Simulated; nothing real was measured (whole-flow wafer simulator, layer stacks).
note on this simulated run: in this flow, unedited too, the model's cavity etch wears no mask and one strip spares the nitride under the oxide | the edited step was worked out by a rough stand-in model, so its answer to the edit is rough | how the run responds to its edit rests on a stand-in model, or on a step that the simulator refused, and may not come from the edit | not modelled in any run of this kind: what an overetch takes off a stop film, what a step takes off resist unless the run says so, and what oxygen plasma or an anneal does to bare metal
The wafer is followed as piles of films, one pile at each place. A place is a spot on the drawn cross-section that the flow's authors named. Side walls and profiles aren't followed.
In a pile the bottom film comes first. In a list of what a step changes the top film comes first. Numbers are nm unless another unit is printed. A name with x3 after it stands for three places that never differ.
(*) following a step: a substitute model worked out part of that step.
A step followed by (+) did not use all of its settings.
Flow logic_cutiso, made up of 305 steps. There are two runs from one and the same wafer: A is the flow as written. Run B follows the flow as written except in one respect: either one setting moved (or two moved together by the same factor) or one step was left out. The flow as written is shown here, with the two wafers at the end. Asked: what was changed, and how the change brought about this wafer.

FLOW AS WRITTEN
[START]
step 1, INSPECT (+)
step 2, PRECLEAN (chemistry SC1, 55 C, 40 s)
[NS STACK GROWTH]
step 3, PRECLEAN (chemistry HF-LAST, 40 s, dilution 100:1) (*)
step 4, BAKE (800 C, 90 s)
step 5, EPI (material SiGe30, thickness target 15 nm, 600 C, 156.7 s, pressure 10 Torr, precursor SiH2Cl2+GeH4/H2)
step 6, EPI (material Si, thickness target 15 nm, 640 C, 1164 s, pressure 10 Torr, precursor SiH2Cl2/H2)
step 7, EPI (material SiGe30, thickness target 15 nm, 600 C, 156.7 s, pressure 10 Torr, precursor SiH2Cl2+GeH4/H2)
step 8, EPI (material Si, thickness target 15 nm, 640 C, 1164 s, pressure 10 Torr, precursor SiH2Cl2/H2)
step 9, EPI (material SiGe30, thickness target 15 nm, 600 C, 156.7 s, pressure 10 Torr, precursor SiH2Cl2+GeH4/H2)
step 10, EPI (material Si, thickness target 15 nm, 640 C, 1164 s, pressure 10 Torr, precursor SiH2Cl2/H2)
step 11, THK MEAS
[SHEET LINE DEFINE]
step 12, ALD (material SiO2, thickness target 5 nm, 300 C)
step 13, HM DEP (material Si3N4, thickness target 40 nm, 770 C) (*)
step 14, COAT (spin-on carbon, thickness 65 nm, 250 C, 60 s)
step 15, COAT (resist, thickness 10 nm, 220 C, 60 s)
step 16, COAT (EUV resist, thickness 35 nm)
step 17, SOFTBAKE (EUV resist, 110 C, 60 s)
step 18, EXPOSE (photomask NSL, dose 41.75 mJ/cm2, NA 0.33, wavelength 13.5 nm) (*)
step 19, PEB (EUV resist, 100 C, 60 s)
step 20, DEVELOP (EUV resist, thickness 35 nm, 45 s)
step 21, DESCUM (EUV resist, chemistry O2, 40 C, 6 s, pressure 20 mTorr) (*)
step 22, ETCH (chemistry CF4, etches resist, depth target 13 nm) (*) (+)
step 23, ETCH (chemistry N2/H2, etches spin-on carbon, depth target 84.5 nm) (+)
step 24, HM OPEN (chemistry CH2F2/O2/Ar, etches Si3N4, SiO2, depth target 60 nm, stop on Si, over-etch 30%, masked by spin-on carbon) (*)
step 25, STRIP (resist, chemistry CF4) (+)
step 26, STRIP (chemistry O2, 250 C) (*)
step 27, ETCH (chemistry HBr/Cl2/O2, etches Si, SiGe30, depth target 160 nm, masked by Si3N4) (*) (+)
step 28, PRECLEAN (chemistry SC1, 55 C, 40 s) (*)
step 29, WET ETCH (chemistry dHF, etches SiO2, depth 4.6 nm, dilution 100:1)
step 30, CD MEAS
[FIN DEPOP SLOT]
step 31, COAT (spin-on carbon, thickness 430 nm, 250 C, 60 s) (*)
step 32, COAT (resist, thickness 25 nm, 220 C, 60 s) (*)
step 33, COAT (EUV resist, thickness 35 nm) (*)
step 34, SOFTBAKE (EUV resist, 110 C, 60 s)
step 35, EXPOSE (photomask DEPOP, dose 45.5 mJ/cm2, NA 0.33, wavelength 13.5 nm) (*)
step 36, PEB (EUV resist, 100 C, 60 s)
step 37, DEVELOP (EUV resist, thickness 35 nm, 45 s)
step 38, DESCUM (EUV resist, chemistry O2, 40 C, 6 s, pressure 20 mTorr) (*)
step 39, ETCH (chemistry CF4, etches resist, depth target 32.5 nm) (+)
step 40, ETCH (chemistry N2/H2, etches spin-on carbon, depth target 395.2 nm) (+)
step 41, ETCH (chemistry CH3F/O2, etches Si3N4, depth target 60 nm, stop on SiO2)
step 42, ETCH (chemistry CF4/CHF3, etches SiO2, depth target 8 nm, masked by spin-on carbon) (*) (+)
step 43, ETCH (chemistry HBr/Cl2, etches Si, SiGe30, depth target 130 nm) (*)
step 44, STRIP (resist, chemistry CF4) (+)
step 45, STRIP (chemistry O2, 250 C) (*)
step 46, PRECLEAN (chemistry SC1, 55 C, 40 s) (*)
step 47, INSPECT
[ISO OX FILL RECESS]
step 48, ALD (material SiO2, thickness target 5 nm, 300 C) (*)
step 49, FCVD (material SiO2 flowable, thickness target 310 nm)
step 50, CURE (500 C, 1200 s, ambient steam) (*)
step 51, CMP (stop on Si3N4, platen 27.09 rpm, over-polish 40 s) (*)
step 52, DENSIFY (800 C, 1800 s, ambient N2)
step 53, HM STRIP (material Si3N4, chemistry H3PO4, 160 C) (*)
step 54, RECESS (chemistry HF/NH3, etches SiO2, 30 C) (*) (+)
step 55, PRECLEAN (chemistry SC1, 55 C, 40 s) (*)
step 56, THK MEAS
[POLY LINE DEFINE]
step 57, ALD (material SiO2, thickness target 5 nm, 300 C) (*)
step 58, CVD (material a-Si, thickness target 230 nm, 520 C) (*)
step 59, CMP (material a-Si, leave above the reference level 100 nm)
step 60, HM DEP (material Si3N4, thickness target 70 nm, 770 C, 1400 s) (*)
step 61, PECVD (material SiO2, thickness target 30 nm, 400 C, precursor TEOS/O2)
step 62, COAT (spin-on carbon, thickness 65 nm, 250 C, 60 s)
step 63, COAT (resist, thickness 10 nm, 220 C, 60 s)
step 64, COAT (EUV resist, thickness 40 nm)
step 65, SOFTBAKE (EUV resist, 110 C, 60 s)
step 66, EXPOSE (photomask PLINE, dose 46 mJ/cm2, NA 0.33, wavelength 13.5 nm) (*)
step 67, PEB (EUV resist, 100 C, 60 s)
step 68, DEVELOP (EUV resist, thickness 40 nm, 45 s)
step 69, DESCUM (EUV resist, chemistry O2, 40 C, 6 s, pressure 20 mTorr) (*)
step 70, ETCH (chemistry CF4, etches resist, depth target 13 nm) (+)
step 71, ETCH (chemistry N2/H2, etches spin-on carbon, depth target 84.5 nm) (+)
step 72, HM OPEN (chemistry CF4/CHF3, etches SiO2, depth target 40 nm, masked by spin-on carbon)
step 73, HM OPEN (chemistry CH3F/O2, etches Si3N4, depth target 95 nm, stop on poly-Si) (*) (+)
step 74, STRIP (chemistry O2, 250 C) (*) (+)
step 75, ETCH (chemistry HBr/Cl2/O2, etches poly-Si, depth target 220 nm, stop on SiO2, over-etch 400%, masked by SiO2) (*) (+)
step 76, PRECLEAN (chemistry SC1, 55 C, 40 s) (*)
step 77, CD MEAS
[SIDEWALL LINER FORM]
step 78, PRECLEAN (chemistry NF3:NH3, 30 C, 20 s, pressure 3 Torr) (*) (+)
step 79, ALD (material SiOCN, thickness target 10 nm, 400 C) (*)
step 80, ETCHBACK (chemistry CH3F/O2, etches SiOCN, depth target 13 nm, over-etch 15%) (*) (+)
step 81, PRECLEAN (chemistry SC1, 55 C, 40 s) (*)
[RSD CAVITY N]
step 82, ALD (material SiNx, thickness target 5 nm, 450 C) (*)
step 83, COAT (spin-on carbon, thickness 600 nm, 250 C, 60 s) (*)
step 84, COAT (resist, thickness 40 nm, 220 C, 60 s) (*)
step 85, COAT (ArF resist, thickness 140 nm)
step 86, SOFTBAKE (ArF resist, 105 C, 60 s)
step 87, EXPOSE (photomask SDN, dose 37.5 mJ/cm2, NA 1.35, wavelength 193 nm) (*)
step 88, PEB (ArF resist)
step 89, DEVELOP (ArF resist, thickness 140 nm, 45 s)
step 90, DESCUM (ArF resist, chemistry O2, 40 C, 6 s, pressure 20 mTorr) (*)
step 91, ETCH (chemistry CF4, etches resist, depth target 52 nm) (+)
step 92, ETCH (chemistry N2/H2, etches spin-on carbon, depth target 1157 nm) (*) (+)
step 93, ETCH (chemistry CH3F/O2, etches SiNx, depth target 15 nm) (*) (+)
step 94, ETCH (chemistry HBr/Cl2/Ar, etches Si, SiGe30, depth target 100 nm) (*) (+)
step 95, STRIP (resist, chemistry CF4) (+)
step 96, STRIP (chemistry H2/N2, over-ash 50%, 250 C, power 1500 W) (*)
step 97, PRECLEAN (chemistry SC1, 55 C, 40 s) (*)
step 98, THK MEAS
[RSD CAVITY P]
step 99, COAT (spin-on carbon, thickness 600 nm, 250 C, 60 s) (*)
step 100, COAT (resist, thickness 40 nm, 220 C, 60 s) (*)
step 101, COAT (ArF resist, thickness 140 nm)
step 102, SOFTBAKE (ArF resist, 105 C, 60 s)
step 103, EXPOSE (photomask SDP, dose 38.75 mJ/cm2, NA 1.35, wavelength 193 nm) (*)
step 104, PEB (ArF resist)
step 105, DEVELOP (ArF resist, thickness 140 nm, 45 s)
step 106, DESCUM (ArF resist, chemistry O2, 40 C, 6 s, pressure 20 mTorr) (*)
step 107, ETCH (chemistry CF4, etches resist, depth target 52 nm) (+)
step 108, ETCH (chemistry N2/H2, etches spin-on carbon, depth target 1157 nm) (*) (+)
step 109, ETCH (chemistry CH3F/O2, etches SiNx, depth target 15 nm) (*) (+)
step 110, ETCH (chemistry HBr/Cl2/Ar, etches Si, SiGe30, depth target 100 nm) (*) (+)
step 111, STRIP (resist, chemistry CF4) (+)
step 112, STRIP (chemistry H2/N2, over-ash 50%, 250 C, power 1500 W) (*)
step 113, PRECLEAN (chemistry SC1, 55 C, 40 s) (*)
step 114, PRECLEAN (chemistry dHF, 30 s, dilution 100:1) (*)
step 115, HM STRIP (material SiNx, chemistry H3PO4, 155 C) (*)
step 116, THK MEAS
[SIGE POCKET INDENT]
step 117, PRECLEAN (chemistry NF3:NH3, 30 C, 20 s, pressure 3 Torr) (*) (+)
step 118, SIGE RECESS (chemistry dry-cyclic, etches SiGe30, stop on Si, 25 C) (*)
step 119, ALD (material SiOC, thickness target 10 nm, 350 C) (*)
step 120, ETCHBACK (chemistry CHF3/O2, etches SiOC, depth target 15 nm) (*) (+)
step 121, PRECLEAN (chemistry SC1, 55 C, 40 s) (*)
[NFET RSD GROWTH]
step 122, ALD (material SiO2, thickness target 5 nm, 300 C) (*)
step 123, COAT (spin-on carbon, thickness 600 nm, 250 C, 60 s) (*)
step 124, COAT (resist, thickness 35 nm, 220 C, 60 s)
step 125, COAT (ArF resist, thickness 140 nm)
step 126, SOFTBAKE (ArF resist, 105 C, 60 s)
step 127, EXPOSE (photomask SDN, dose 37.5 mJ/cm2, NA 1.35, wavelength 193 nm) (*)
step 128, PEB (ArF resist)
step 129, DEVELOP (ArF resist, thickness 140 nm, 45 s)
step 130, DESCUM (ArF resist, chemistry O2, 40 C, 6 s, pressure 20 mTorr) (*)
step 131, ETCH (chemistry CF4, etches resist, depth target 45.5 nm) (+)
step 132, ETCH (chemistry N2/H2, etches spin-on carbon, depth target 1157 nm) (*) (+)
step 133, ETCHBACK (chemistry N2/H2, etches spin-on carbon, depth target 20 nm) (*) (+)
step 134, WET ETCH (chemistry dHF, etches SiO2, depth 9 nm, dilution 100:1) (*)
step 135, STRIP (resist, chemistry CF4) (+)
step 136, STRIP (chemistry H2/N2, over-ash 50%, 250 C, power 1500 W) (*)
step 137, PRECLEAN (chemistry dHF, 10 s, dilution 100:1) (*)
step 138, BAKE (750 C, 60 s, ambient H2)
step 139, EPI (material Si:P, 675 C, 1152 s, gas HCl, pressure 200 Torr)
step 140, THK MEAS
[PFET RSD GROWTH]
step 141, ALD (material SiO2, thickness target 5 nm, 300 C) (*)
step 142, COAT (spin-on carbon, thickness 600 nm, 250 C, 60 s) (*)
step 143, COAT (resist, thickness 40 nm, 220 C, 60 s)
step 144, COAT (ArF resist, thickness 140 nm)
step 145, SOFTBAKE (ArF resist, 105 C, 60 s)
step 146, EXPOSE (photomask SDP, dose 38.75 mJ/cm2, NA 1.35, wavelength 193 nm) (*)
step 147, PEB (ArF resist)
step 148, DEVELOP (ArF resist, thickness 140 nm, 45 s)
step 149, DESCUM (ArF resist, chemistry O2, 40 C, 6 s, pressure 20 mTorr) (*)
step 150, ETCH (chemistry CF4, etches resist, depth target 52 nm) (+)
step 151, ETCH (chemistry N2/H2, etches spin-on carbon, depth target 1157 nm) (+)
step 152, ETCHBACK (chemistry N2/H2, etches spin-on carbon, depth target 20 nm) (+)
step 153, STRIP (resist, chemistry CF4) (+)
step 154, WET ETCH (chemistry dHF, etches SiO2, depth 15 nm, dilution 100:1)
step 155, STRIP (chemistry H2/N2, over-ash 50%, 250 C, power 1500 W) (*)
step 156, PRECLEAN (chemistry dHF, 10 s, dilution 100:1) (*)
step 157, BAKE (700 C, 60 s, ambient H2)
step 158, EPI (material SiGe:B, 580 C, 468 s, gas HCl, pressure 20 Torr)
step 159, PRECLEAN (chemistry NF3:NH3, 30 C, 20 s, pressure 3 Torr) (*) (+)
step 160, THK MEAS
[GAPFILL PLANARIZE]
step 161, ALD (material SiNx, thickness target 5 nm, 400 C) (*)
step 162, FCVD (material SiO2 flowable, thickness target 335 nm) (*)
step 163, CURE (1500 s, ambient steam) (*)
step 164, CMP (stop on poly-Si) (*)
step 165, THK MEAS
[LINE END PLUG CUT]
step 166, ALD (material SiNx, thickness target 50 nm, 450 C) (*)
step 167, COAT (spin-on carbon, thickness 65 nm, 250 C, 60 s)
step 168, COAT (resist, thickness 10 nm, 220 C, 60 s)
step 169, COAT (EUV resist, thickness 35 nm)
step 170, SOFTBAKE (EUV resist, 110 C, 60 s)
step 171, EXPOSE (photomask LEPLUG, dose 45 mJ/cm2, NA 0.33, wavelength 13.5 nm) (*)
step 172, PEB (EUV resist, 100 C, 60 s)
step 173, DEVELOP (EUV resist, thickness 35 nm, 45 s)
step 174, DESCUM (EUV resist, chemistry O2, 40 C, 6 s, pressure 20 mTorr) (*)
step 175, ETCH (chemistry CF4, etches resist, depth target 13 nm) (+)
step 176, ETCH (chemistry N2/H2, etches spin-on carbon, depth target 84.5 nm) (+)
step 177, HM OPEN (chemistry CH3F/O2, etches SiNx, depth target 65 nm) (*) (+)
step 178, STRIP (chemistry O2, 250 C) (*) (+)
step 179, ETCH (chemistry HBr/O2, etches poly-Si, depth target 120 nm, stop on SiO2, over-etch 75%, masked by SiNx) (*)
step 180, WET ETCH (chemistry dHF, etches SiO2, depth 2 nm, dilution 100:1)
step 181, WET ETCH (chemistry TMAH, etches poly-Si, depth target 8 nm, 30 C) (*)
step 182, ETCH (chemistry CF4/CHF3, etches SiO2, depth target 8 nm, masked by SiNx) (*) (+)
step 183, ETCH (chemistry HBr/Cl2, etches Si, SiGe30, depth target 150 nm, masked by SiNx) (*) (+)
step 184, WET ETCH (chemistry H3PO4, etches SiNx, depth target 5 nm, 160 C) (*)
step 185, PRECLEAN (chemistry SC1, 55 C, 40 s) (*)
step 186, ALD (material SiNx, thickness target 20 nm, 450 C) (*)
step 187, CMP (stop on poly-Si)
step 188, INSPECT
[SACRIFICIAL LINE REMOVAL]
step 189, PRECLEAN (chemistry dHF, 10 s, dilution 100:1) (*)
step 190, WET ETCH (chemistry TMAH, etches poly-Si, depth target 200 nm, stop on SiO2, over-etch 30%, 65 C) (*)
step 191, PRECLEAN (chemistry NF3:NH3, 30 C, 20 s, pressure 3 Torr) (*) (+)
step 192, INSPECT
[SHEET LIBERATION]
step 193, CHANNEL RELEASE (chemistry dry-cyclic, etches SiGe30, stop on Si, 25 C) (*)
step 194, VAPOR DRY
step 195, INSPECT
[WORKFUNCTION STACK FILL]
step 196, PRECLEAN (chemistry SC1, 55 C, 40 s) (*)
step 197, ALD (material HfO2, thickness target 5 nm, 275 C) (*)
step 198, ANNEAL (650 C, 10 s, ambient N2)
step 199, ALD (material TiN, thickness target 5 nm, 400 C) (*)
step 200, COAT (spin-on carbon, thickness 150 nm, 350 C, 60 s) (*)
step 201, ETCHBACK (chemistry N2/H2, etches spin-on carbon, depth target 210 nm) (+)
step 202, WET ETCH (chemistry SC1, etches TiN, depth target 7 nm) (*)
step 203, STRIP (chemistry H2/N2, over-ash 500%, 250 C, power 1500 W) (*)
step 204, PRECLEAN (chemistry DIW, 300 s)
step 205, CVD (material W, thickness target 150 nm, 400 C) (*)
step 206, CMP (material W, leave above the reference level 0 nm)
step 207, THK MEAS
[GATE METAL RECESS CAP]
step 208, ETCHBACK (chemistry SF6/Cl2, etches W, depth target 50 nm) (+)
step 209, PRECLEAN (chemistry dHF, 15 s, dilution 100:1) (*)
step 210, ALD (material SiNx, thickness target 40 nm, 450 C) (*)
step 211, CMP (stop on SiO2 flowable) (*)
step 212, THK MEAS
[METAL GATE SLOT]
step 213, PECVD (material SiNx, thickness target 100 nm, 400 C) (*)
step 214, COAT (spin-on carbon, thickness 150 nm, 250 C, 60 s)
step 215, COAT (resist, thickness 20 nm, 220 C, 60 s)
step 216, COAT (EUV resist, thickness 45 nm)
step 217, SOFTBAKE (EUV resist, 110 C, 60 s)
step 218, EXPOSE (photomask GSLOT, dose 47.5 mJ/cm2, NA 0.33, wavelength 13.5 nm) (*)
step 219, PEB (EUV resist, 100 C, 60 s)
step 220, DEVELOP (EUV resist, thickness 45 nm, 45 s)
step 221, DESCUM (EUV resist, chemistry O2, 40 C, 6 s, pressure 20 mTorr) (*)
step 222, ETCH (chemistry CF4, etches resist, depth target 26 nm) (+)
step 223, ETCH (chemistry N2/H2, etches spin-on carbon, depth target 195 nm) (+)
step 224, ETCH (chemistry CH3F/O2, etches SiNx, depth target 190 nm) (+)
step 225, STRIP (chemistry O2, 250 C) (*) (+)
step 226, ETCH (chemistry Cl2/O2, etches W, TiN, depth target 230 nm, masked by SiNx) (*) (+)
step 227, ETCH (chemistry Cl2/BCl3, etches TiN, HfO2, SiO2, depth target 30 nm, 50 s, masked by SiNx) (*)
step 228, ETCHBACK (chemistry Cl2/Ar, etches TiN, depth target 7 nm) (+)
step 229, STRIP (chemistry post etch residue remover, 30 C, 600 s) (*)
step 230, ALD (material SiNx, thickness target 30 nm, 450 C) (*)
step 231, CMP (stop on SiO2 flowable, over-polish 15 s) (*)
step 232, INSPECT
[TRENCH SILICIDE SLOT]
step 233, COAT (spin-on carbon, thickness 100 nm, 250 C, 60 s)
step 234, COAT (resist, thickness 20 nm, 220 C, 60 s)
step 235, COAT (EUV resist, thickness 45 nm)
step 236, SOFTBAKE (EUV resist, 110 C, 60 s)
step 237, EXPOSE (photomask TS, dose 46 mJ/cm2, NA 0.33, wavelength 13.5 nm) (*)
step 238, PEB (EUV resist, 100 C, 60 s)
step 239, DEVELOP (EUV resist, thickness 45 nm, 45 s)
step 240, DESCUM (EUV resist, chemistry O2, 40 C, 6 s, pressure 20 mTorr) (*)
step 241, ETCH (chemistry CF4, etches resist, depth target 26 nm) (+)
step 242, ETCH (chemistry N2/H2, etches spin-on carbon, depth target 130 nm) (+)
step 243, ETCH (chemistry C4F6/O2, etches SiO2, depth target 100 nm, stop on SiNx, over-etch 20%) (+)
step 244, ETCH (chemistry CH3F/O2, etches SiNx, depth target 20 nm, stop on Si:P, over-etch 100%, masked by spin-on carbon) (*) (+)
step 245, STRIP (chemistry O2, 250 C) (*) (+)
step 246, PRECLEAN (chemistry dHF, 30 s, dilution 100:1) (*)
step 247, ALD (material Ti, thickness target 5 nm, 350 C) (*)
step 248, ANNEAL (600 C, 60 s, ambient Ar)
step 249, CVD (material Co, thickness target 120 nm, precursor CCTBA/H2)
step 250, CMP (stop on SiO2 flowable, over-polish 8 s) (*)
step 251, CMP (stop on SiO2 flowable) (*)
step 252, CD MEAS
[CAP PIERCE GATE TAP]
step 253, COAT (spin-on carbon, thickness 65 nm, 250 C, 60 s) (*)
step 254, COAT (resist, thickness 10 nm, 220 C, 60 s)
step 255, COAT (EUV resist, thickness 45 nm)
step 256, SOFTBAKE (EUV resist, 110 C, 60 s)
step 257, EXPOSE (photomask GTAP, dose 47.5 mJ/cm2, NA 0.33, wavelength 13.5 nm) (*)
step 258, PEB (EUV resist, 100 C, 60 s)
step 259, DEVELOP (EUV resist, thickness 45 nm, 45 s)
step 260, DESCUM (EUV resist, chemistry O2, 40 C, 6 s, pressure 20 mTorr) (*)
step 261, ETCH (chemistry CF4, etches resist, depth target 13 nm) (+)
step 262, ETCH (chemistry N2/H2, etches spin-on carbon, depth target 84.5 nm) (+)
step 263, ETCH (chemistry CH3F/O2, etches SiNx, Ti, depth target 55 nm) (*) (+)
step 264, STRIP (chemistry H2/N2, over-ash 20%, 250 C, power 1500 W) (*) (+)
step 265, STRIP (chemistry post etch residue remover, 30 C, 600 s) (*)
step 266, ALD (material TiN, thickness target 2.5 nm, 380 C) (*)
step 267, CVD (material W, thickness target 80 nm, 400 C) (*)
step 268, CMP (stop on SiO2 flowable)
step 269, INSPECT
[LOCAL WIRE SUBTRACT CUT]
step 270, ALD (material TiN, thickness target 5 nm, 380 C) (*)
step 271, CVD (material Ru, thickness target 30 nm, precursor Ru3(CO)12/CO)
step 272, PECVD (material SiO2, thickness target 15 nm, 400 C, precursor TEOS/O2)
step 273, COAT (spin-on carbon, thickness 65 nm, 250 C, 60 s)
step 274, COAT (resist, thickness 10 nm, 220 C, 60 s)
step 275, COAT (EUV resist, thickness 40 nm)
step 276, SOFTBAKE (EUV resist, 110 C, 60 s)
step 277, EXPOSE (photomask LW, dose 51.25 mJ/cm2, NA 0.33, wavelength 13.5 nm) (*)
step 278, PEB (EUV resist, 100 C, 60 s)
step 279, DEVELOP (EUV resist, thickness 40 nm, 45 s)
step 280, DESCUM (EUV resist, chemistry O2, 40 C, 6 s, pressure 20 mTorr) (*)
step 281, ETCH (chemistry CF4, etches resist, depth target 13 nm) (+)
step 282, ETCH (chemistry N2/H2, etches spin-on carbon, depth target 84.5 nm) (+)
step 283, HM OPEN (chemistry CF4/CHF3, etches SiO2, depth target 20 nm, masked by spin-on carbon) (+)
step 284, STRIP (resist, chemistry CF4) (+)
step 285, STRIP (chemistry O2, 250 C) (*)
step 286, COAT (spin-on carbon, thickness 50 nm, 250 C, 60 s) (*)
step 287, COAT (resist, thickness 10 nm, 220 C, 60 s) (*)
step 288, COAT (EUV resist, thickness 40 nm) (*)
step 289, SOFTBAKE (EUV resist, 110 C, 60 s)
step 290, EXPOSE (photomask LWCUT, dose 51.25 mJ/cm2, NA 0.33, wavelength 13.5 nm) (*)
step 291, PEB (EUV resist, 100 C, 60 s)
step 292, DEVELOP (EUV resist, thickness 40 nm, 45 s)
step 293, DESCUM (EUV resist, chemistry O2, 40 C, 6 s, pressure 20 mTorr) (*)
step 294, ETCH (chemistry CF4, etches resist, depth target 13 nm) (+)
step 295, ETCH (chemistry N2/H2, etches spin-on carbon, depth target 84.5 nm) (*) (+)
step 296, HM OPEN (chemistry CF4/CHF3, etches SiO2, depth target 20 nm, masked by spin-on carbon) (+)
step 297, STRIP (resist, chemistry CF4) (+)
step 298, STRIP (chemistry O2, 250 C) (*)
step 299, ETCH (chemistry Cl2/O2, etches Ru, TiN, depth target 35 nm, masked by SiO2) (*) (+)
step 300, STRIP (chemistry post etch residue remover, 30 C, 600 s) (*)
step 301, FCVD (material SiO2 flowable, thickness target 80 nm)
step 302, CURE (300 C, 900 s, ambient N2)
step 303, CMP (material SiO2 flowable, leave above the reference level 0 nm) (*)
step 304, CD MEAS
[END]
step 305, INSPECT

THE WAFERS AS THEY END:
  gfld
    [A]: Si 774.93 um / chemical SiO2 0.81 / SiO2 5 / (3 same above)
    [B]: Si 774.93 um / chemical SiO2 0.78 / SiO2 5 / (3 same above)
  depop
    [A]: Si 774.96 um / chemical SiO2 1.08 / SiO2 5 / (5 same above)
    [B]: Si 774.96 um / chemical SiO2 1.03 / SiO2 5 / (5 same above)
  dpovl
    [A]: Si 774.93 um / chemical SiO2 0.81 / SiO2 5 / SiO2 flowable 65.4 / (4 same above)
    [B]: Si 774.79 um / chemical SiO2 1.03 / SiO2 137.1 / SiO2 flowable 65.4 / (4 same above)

What caused this: step 31, COAT: thickness 301 nm was run, while the flow as written has thickness 430 nm.

The path from the change to this, step by step:
  step 31, COAT (spin-on carbon, thickness 430 nm, 250 C, 60 s) (*)
      dpovl, nsgap: A spin-on carbon gains 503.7 (new film) | B spin-on carbon gains 374.8 (new film)
      glp, tap: A spin-on carbon gains 380.2 (new film) | B spin-on carbon gains 252.3 (new film)
      (as well as at 18 more places)
  step 32, COAT (resist, thickness 25 nm, 220 C, 60 s) (*)
      gfld, lnri: A resist gains 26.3 (new film) | B resist gains 28.1 (new film)
      glp, tap: A resist gains 24.3 (new film) | B resist gains 23.3 (new film)
      (as well as at 12 more places)
  step 40, ETCH (chemistry N2/H2, etches spin-on carbon, depth target 395.2 nm) (+)
      dpovl: A spin-on carbon loses 395.2 | B spin-on carbon loses 371 (all of it)
      gl, gxn, gxp and 8 more: A EUV resist loses 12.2 (all of it), resist loses 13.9 | B EUV resist loses 12.2 (all of it), resist loses 13
      (as well as at 10 more places)
  step 41, ETCH (chemistry CH3F/O2, etches Si3N4, depth target 60 nm, stop on SiO2)
      dpovl: A spin-on carbon loses 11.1 | B Si loses 0.78
      depop: A Si3N4 loses 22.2 (all of it), SiO2 loses 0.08 | B Si3N4 loses 21.1 (all of it), SiO2 loses 0.08
  step 42, ETCH (chemistry CF4/CHF3, etches SiO2, depth target 8 nm, masked by spin-on carbon) (*) (+)
      dpovl: A spin-on carbon loses 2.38 | B Si loses 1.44
      gl: A resist loses 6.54 (all of it), spin-on carbon loses 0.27 | B resist loses 7.55 (all of it)
      (as well as at 9 more places)
  step 43, ETCH (chemistry HBr/Cl2, etches Si, SiGe30, depth target 130 nm) (*)
      dpovl: A spin-on carbon loses 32 | B Si loses 130
      gxf: A spin-on carbon loses 32 | B resist loses 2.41 (all of it), spin-on carbon loses 28.6
      (as well as at 7 more places)
  step 45, STRIP (chemistry O2, 250 C) (*)
      dpovl: A chemical SiO2 gains 0.82 (new film), spin-on carbon loses 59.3 (all of it), Si loses 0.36 | B chemical SiO2 gains 1.08 (new film), Si loses 0.47
      gfld, lnri: A chemical SiO2 gains 0.82 (new film), spin-on carbon loses 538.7 (all of it), Si loses 0.36 | B chemical SiO2 gains 0.78 (new film), spin-on carbon loses 412 (all of it), Si loses 0.34
      (as well as at 18 more places)
  step 48, ALD (material SiO2, thickness target 5 nm, 300 C) (*)
      dpovl: A SiO2 gains 5 (new film) | B SiO2 gains 137.1 (new film)
  step 52, DENSIFY (800 C, 1800 s, ambient N2)
      nsgap: A SiO2 flowable loses 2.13 | B SiO2 flowable loses 2.84
